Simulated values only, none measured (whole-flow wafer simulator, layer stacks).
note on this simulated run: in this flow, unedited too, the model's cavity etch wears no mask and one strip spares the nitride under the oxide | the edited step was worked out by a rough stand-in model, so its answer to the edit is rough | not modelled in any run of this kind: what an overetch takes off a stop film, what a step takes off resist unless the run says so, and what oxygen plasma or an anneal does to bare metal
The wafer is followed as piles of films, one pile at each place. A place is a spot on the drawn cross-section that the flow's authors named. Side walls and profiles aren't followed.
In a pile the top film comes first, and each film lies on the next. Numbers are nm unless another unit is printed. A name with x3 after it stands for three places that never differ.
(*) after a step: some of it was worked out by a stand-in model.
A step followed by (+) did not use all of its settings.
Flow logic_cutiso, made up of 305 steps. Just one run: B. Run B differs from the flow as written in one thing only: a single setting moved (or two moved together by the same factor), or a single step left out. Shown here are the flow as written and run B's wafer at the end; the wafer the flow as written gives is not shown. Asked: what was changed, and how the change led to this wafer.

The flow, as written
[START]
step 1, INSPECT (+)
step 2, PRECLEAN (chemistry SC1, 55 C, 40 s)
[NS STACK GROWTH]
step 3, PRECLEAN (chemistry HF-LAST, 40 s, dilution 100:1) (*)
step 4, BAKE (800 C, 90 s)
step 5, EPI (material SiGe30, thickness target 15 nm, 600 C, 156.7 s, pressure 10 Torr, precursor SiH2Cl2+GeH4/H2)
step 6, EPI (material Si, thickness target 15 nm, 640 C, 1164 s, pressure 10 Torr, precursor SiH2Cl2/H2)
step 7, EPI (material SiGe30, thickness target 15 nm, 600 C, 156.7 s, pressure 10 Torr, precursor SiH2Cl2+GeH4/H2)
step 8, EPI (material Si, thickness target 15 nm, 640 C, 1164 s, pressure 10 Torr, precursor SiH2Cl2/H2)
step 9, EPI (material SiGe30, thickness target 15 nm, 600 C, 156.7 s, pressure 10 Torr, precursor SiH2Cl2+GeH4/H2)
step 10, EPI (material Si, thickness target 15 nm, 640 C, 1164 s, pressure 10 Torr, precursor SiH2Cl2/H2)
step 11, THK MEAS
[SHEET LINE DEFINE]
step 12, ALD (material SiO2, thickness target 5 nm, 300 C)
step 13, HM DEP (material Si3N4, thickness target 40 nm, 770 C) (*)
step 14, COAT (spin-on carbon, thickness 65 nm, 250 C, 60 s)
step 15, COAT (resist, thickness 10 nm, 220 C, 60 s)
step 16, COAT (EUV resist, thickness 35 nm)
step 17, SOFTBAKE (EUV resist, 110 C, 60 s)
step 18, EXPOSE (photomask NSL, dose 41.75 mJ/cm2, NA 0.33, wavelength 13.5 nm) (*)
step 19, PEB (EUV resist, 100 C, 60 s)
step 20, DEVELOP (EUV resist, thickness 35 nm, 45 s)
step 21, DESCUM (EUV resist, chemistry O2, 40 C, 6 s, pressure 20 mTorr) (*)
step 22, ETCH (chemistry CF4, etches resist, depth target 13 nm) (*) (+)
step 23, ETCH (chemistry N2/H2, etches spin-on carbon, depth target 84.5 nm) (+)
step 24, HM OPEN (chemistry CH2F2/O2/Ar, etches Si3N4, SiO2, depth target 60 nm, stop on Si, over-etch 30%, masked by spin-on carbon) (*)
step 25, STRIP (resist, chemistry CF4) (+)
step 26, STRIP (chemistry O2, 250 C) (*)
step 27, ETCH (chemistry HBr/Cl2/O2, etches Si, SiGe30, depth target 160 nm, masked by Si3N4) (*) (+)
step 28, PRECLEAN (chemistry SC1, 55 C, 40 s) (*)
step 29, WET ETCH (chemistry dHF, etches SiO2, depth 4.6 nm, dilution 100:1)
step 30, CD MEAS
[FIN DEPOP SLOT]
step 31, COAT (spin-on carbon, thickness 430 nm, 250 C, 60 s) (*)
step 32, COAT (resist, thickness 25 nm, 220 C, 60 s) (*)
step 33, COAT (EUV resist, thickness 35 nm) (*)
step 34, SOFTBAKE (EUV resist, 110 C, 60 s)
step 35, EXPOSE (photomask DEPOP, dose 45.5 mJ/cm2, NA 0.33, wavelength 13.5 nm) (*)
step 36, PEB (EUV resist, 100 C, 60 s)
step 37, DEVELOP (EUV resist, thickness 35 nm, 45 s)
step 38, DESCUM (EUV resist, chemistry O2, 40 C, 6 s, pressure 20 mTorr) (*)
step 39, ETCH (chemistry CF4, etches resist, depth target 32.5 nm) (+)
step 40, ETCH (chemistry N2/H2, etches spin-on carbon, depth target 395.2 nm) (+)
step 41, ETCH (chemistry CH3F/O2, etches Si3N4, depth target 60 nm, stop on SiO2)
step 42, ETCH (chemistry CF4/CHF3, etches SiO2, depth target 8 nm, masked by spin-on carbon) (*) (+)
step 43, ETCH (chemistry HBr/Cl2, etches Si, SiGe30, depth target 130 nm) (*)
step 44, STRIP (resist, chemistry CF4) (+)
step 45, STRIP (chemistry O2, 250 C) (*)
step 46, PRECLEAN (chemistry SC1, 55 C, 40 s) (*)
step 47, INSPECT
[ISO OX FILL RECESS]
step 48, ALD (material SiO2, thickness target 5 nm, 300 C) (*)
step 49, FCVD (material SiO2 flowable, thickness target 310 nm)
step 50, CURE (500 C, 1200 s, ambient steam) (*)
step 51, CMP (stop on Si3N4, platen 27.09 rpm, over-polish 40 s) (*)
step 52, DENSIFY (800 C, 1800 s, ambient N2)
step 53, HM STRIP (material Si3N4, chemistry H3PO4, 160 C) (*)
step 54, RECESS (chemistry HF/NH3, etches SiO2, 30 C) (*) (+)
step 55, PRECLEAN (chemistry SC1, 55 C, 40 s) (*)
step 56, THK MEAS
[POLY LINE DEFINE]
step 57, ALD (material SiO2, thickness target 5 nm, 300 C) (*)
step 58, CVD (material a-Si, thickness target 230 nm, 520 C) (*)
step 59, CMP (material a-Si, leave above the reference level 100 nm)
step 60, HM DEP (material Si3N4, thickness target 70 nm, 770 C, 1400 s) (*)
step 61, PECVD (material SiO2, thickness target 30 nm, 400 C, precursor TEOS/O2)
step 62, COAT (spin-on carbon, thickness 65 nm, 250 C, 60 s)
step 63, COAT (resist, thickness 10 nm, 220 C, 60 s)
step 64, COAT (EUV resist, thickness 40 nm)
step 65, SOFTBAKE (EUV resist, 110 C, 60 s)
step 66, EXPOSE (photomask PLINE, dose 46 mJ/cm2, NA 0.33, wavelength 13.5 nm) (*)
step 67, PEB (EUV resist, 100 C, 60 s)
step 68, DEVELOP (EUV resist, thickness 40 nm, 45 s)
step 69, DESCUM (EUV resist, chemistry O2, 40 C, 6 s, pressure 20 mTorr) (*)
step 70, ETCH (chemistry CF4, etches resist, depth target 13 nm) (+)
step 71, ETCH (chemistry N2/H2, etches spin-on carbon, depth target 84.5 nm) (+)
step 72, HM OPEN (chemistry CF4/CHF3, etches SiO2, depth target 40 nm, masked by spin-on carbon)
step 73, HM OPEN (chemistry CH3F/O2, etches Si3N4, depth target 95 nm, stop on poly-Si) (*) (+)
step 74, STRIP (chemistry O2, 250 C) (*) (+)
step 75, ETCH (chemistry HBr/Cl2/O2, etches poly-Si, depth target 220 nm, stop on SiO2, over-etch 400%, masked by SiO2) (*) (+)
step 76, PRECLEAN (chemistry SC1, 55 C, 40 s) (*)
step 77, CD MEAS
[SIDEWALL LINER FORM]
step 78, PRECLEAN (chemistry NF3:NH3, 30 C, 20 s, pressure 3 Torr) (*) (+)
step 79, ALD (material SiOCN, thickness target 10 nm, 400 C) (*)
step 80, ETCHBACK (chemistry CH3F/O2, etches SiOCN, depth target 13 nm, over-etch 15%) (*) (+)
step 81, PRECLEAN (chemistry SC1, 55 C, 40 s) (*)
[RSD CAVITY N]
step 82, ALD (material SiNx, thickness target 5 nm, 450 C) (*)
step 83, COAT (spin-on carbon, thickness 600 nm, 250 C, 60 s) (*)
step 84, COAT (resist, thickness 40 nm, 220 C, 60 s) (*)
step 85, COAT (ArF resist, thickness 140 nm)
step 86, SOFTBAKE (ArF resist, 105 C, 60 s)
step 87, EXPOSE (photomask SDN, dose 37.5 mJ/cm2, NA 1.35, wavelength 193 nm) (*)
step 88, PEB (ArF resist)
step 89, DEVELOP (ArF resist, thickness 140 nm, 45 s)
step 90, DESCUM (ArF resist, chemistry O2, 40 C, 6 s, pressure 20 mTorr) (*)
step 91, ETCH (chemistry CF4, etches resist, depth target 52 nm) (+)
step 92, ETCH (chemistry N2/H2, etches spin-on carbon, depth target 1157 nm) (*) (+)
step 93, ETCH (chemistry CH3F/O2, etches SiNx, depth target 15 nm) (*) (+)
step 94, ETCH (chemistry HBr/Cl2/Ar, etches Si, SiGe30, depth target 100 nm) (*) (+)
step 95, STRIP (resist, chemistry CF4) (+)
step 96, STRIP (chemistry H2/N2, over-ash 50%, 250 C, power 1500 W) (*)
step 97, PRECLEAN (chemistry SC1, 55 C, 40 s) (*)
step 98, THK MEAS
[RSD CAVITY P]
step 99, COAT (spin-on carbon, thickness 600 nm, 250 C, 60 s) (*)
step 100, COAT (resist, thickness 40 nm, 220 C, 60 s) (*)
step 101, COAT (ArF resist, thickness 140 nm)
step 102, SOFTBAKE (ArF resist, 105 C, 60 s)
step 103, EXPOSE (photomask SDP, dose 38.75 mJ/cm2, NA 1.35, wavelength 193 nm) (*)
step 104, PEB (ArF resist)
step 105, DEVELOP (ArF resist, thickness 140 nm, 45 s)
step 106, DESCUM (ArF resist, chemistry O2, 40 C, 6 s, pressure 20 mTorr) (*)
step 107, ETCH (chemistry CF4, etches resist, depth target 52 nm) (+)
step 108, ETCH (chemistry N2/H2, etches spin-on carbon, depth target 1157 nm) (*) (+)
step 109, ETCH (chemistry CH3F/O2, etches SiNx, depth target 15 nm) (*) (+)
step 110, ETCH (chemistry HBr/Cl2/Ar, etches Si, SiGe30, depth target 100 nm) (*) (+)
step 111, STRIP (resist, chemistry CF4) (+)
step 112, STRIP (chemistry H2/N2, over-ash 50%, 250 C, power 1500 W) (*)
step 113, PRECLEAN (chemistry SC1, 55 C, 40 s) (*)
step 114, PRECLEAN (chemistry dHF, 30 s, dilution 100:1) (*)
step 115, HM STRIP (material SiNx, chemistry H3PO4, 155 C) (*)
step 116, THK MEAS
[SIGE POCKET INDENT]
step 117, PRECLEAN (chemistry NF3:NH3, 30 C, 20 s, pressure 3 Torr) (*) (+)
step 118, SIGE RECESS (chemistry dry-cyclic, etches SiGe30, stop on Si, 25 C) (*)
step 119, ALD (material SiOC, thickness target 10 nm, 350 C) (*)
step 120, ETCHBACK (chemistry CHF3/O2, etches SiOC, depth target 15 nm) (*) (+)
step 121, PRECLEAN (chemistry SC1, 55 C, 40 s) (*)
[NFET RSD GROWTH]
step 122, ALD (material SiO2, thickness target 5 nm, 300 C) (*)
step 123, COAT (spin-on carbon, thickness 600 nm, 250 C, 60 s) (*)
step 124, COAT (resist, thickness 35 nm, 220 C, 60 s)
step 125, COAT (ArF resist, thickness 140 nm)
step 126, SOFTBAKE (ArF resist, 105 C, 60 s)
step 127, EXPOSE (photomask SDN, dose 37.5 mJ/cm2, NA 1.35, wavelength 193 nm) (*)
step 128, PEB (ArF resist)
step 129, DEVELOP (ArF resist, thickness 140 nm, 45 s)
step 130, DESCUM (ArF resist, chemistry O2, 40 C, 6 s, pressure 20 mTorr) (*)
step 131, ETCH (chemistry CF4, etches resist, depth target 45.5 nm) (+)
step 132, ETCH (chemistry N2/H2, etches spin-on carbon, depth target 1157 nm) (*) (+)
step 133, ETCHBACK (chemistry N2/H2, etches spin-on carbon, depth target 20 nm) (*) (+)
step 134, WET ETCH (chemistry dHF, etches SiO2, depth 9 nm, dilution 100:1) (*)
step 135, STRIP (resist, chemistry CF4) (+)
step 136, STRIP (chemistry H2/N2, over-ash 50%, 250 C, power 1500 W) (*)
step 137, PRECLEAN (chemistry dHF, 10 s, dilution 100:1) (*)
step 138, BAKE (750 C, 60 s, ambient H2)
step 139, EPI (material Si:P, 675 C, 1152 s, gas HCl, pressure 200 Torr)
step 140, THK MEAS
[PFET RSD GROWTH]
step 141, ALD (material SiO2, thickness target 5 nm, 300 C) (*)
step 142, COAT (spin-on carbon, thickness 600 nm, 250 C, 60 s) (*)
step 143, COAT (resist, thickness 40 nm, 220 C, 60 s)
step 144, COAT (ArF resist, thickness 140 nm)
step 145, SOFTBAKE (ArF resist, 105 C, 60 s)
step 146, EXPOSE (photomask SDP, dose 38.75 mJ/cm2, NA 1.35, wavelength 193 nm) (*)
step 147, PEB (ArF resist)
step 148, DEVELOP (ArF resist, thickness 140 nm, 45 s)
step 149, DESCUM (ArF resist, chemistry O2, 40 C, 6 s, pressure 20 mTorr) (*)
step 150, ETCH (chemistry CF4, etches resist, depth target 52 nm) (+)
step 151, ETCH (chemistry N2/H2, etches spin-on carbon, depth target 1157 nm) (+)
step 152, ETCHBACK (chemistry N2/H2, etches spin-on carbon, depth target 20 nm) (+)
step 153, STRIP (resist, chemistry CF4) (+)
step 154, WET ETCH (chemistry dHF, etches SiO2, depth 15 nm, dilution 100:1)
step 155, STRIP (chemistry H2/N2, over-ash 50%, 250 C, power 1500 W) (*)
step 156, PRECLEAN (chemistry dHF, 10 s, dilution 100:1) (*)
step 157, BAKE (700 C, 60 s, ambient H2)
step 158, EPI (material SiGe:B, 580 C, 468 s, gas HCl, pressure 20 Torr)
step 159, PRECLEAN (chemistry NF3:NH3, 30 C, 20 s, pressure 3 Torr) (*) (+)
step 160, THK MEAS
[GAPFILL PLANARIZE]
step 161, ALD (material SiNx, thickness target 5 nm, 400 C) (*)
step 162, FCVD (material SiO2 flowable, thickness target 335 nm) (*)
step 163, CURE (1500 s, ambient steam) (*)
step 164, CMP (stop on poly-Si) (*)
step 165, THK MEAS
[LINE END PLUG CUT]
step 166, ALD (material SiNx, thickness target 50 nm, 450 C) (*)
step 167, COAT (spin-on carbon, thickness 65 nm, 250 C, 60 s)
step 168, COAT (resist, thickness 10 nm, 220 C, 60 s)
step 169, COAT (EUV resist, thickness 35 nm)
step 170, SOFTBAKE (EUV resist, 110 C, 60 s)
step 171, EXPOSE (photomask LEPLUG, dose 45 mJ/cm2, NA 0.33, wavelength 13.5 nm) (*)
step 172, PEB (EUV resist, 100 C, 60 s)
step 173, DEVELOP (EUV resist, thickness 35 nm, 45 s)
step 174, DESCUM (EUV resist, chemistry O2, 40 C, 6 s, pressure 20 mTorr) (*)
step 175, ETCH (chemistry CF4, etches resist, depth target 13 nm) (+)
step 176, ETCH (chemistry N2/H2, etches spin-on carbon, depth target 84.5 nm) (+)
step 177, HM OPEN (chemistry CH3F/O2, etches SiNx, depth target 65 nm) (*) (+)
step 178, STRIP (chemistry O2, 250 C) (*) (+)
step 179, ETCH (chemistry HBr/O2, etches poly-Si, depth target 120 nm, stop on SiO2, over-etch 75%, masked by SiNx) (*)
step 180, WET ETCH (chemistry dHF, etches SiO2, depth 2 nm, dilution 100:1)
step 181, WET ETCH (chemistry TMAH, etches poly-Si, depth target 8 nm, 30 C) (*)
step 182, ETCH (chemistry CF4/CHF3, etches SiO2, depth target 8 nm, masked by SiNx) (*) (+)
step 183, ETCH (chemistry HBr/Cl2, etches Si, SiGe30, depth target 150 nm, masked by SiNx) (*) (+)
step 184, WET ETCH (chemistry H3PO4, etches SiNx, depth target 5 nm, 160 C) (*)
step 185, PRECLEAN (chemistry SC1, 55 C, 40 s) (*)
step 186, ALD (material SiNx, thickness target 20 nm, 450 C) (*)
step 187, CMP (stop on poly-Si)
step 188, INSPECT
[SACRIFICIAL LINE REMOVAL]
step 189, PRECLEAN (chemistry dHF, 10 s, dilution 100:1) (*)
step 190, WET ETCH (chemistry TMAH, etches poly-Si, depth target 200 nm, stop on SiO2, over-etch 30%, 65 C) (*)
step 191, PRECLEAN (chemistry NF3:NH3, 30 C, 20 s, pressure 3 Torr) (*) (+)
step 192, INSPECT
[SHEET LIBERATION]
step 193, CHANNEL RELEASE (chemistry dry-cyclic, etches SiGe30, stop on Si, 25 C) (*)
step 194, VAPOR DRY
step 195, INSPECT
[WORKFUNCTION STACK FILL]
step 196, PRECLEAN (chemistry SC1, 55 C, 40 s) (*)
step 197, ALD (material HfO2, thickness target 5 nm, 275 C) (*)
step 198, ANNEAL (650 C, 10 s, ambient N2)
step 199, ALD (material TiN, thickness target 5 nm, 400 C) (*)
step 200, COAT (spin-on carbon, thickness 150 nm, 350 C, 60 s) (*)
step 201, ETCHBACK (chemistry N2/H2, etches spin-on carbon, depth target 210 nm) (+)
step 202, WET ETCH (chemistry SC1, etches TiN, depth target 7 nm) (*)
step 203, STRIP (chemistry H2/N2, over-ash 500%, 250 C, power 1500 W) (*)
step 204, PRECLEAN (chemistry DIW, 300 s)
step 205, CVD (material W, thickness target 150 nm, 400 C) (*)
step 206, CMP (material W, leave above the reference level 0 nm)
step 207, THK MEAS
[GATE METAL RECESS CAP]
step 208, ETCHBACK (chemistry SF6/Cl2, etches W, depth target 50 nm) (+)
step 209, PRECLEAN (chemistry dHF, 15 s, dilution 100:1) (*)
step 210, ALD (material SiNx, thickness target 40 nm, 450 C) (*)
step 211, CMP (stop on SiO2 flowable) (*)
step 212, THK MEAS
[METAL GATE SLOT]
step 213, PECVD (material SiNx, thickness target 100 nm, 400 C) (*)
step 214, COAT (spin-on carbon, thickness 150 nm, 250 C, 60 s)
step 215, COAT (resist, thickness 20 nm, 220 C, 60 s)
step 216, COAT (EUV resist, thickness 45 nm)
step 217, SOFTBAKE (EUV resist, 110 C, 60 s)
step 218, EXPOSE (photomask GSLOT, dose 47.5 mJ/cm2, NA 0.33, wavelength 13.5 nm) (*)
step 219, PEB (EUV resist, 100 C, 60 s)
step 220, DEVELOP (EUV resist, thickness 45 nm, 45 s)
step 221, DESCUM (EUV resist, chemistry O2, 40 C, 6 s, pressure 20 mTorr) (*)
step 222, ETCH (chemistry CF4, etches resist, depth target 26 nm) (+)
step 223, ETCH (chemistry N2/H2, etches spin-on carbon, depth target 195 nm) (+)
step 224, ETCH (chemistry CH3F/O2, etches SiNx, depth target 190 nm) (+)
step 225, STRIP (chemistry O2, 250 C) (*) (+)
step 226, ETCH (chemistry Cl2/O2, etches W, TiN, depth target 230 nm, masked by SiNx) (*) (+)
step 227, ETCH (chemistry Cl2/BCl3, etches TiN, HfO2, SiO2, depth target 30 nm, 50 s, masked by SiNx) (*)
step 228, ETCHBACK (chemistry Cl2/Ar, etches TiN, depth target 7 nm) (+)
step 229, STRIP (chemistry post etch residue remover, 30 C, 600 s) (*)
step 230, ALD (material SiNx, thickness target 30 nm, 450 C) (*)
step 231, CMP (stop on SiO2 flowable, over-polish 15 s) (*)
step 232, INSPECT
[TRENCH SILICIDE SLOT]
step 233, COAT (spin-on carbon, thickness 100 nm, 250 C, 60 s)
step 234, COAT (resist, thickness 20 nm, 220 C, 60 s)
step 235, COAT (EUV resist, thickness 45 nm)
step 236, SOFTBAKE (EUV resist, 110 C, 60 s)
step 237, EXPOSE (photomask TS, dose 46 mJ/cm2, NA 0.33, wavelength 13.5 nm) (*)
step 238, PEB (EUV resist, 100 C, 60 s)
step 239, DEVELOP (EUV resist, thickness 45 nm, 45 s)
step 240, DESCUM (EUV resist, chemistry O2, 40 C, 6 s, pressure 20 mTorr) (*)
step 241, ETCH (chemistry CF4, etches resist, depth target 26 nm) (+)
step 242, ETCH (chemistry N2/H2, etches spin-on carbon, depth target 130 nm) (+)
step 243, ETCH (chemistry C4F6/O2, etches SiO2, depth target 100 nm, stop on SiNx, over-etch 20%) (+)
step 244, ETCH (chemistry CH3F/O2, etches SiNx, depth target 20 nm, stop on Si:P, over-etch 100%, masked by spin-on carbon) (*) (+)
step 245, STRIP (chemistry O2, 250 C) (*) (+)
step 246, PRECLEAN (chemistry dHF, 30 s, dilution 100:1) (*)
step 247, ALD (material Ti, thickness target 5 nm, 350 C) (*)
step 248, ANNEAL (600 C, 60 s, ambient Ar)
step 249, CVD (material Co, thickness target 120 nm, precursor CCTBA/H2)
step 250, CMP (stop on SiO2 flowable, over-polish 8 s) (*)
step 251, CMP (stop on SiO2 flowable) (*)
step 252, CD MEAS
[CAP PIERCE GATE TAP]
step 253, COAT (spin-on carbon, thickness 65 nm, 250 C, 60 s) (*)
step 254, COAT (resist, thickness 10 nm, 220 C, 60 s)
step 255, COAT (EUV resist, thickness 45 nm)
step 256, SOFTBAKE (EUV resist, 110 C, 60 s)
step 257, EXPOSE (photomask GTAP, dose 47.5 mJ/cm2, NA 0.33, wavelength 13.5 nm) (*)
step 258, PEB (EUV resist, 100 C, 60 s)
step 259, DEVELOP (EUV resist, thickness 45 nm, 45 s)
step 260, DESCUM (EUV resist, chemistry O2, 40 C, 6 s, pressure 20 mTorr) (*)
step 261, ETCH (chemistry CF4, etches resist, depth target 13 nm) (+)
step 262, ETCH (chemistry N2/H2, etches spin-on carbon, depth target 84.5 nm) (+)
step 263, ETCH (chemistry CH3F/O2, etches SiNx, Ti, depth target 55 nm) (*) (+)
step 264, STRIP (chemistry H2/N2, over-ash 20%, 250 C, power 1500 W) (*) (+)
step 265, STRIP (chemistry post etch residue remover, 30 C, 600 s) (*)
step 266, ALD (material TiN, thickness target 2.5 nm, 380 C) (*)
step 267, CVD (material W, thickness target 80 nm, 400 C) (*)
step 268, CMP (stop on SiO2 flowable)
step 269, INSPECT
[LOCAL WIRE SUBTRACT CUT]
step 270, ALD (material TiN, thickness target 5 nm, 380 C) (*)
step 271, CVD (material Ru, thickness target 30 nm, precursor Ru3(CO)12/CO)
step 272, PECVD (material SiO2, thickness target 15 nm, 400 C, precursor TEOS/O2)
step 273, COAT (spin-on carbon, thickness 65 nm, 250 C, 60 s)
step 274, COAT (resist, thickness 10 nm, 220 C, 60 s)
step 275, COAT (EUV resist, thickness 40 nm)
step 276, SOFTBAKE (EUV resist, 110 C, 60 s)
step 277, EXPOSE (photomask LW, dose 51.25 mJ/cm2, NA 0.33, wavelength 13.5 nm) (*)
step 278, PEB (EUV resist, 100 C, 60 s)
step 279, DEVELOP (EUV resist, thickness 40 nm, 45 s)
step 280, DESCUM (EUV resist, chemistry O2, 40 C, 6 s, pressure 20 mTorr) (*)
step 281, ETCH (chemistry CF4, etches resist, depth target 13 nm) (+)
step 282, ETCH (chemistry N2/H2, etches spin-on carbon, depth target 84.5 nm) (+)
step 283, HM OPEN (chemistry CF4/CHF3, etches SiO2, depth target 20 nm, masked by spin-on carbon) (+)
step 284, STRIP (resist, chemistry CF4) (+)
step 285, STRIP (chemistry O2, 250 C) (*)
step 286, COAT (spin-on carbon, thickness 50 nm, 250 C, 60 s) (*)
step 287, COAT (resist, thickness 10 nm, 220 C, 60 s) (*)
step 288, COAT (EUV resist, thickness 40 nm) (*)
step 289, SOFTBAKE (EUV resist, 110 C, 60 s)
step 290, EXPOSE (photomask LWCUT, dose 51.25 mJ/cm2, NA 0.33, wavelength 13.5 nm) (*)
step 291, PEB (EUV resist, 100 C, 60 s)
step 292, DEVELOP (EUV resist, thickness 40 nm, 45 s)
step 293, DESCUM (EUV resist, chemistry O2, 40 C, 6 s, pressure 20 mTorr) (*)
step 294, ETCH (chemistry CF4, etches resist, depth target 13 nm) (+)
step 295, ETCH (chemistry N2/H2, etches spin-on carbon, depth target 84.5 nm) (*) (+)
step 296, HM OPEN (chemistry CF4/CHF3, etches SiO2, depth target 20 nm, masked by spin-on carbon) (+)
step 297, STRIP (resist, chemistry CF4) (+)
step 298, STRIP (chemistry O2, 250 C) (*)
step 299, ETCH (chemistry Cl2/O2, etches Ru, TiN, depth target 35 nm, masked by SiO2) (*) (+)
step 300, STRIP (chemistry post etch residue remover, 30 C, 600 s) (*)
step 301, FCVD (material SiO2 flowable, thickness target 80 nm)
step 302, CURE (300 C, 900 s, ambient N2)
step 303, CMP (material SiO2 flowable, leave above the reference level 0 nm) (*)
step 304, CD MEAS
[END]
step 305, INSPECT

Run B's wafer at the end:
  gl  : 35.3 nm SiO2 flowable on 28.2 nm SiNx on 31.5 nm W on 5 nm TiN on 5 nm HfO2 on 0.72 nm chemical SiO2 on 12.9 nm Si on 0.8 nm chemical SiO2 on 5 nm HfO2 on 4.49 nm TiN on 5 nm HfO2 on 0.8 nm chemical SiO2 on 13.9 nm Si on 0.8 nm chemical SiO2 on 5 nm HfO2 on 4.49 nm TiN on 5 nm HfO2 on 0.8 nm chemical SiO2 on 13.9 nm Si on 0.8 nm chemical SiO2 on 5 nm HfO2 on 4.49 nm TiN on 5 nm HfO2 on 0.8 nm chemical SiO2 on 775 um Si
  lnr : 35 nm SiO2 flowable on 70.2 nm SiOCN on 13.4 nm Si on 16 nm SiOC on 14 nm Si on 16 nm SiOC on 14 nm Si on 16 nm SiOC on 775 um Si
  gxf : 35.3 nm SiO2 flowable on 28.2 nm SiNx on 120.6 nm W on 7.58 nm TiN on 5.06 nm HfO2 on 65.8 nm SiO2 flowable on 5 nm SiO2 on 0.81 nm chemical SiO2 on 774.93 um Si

The reason: step 75, ETCH: over-etch 260% was run, whereas the flow has over-etch 400%.

How this came from the change, step by step:
  step 75, ETCH (chemistry HBr/Cl2/O2, etches poly-Si, depth target 220 nm, stop on SiO2, over-etch 400%, masked by SiO2) (*) (+)
      lnr, lnrp, lnrt, rsdn, rsdp, rsdw, rsdx: chemical SiO2 loses 0.79 (all of it), poly-Si loses 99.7 (all of it), SiO2 loses 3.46 (it would be, as written: chemical SiO2 loses 0.79 (all of it), poly-Si loses 99.7 (all of it), SiO2 loses 5 (all of it))
      depop, dpovl, gfld and 10 more: SiO2 loses 8.25 (it would be, as written: SiO2 loses 9.58)
      (and at 2 other places as well)
  step 78, PRECLEAN (chemistry NF3:NH3, 30 C, 20 s, pressure 3 Torr) (*) (+)
      lnr, lnrp, lnrt, rsdn, rsdp, rsdw, rsdx: SiO2 loses 1.5 (all of it), chemical SiO2 loses 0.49 (all of it) (it would be, as written: chemical SiO2 loses 0.52 (all of it))
      iso, lnri: SiO2 loses 1.95 (all of it), SiO2 flowable loses 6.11 (it would be, as written: SiO2 loses 0.41 (all of it), SiO2 flowable loses 7.89)
  step 120, ETCHBACK (chemistry CHF3/O2, etches SiOC, depth target 15 nm) (*) (+)
      gl, tap: SiOC loses 10 (all of it), SiO2 loses 5 (it would be, as written: SiOC loses 10 (all of it), SiO2 loses 4.21 (all of it), Si3N4 loses 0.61)
      glp: SiOC loses 10 (all of it), SiO2 loses 5 (it would be, as written: SiOC loses 10 (all of it), SiO2 loses 4.25 (all of it), Si3N4 loses 0.58)
      (and at 2 other places as well)
  step 122, ALD (material SiO2, thickness target 5 nm, 300 C) (*)
      gl, glp, tap: SiO2 gains 5 (it would be, as written: SiO2 gains 5 (new film))
      gxn: SiO2 gains 6.93 (it would be, as written: SiO2 gains 6.76 (new film))
      (and at 1 other place as well)
  step 133, ETCHBACK (chemistry N2/H2, etches spin-on carbon, depth target 20 nm) (*) (+)
      gxn: SiO2 loses 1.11 (it would be, as written: SiO2 loses 0.7 (all of it), Si3N4 loses 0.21)
  step 134, WET ETCH (chemistry dHF, etches SiO2, depth 9 nm, dilution 100:1) (*)
      gxn: SiO2 loses 1.22 (all of it), Si3N4 loses 0.23 (it would be, as written: Si3N4 loses 0.34)
  step 141, ALD (material SiO2, thickness target 5 nm, 300 C) (*)
      gxn: SiO2 gains 11.1 (new film) (it would be, as written: SiO2 gains 10.1 (new film))
  step 153, STRIP (resist, chemistry CF4) (+)
      glp: SiO2 loses 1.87 (all of it) (it would be, as written: SiO2 loses 1.36 (all of it))
      gxp: SiO2 loses 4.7 (all of it) (it would be, as written: SiO2 loses 3.06 (all of it))
  step 161, ALD (material SiNx, thickness target 5 nm, 400 C) (*)
      gxp: SiNx gains 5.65 (new film) (it would be, as written: SiNx gains 5 (new film))
  step 164, CMP (stop on poly-Si) (*)
      depop, dpovl, isow, ns, nsgap: SiO2 flowable loses 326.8 (all of it), SiNx loses 5 (all of it), SiO2 loses 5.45 (all of it), Si3N4 loses 70 (all of it) (it would be, as written: SiO2 flowable loses 326.8 (all of it), SiNx loses 5 (all of it), SiO2 loses 4.13 (all of it), Si3N4 loses 70 (all of it))
      gfld, gxf: SiO2 flowable loses 251.7 (all of it), SiNx loses 5 (all of it), SiO2 loses 5.45 (all of it), Si3N4 loses 70 (all of it) (it would be, as written: SiO2 flowable loses 251.9 (all of it), SiNx loses 5 (all of it), SiO2 loses 4.13 (all of it), Si3N4 loses 70 (all of it))
      (and at 3 other places as well)
  step 197, ALD (material HfO2, thickness target 5 nm, 275 C) (*)
      gxf: HfO2 gains 5.06 (new film) (it would be, as written: HfO2 gains 7.7 (new film))
  step 199, ALD (material TiN, thickness target 5 nm, 400 C) (*)
      gxf: TiN gains 7.58 (new film) (it would be, as written: TiN gains 5 (new film))
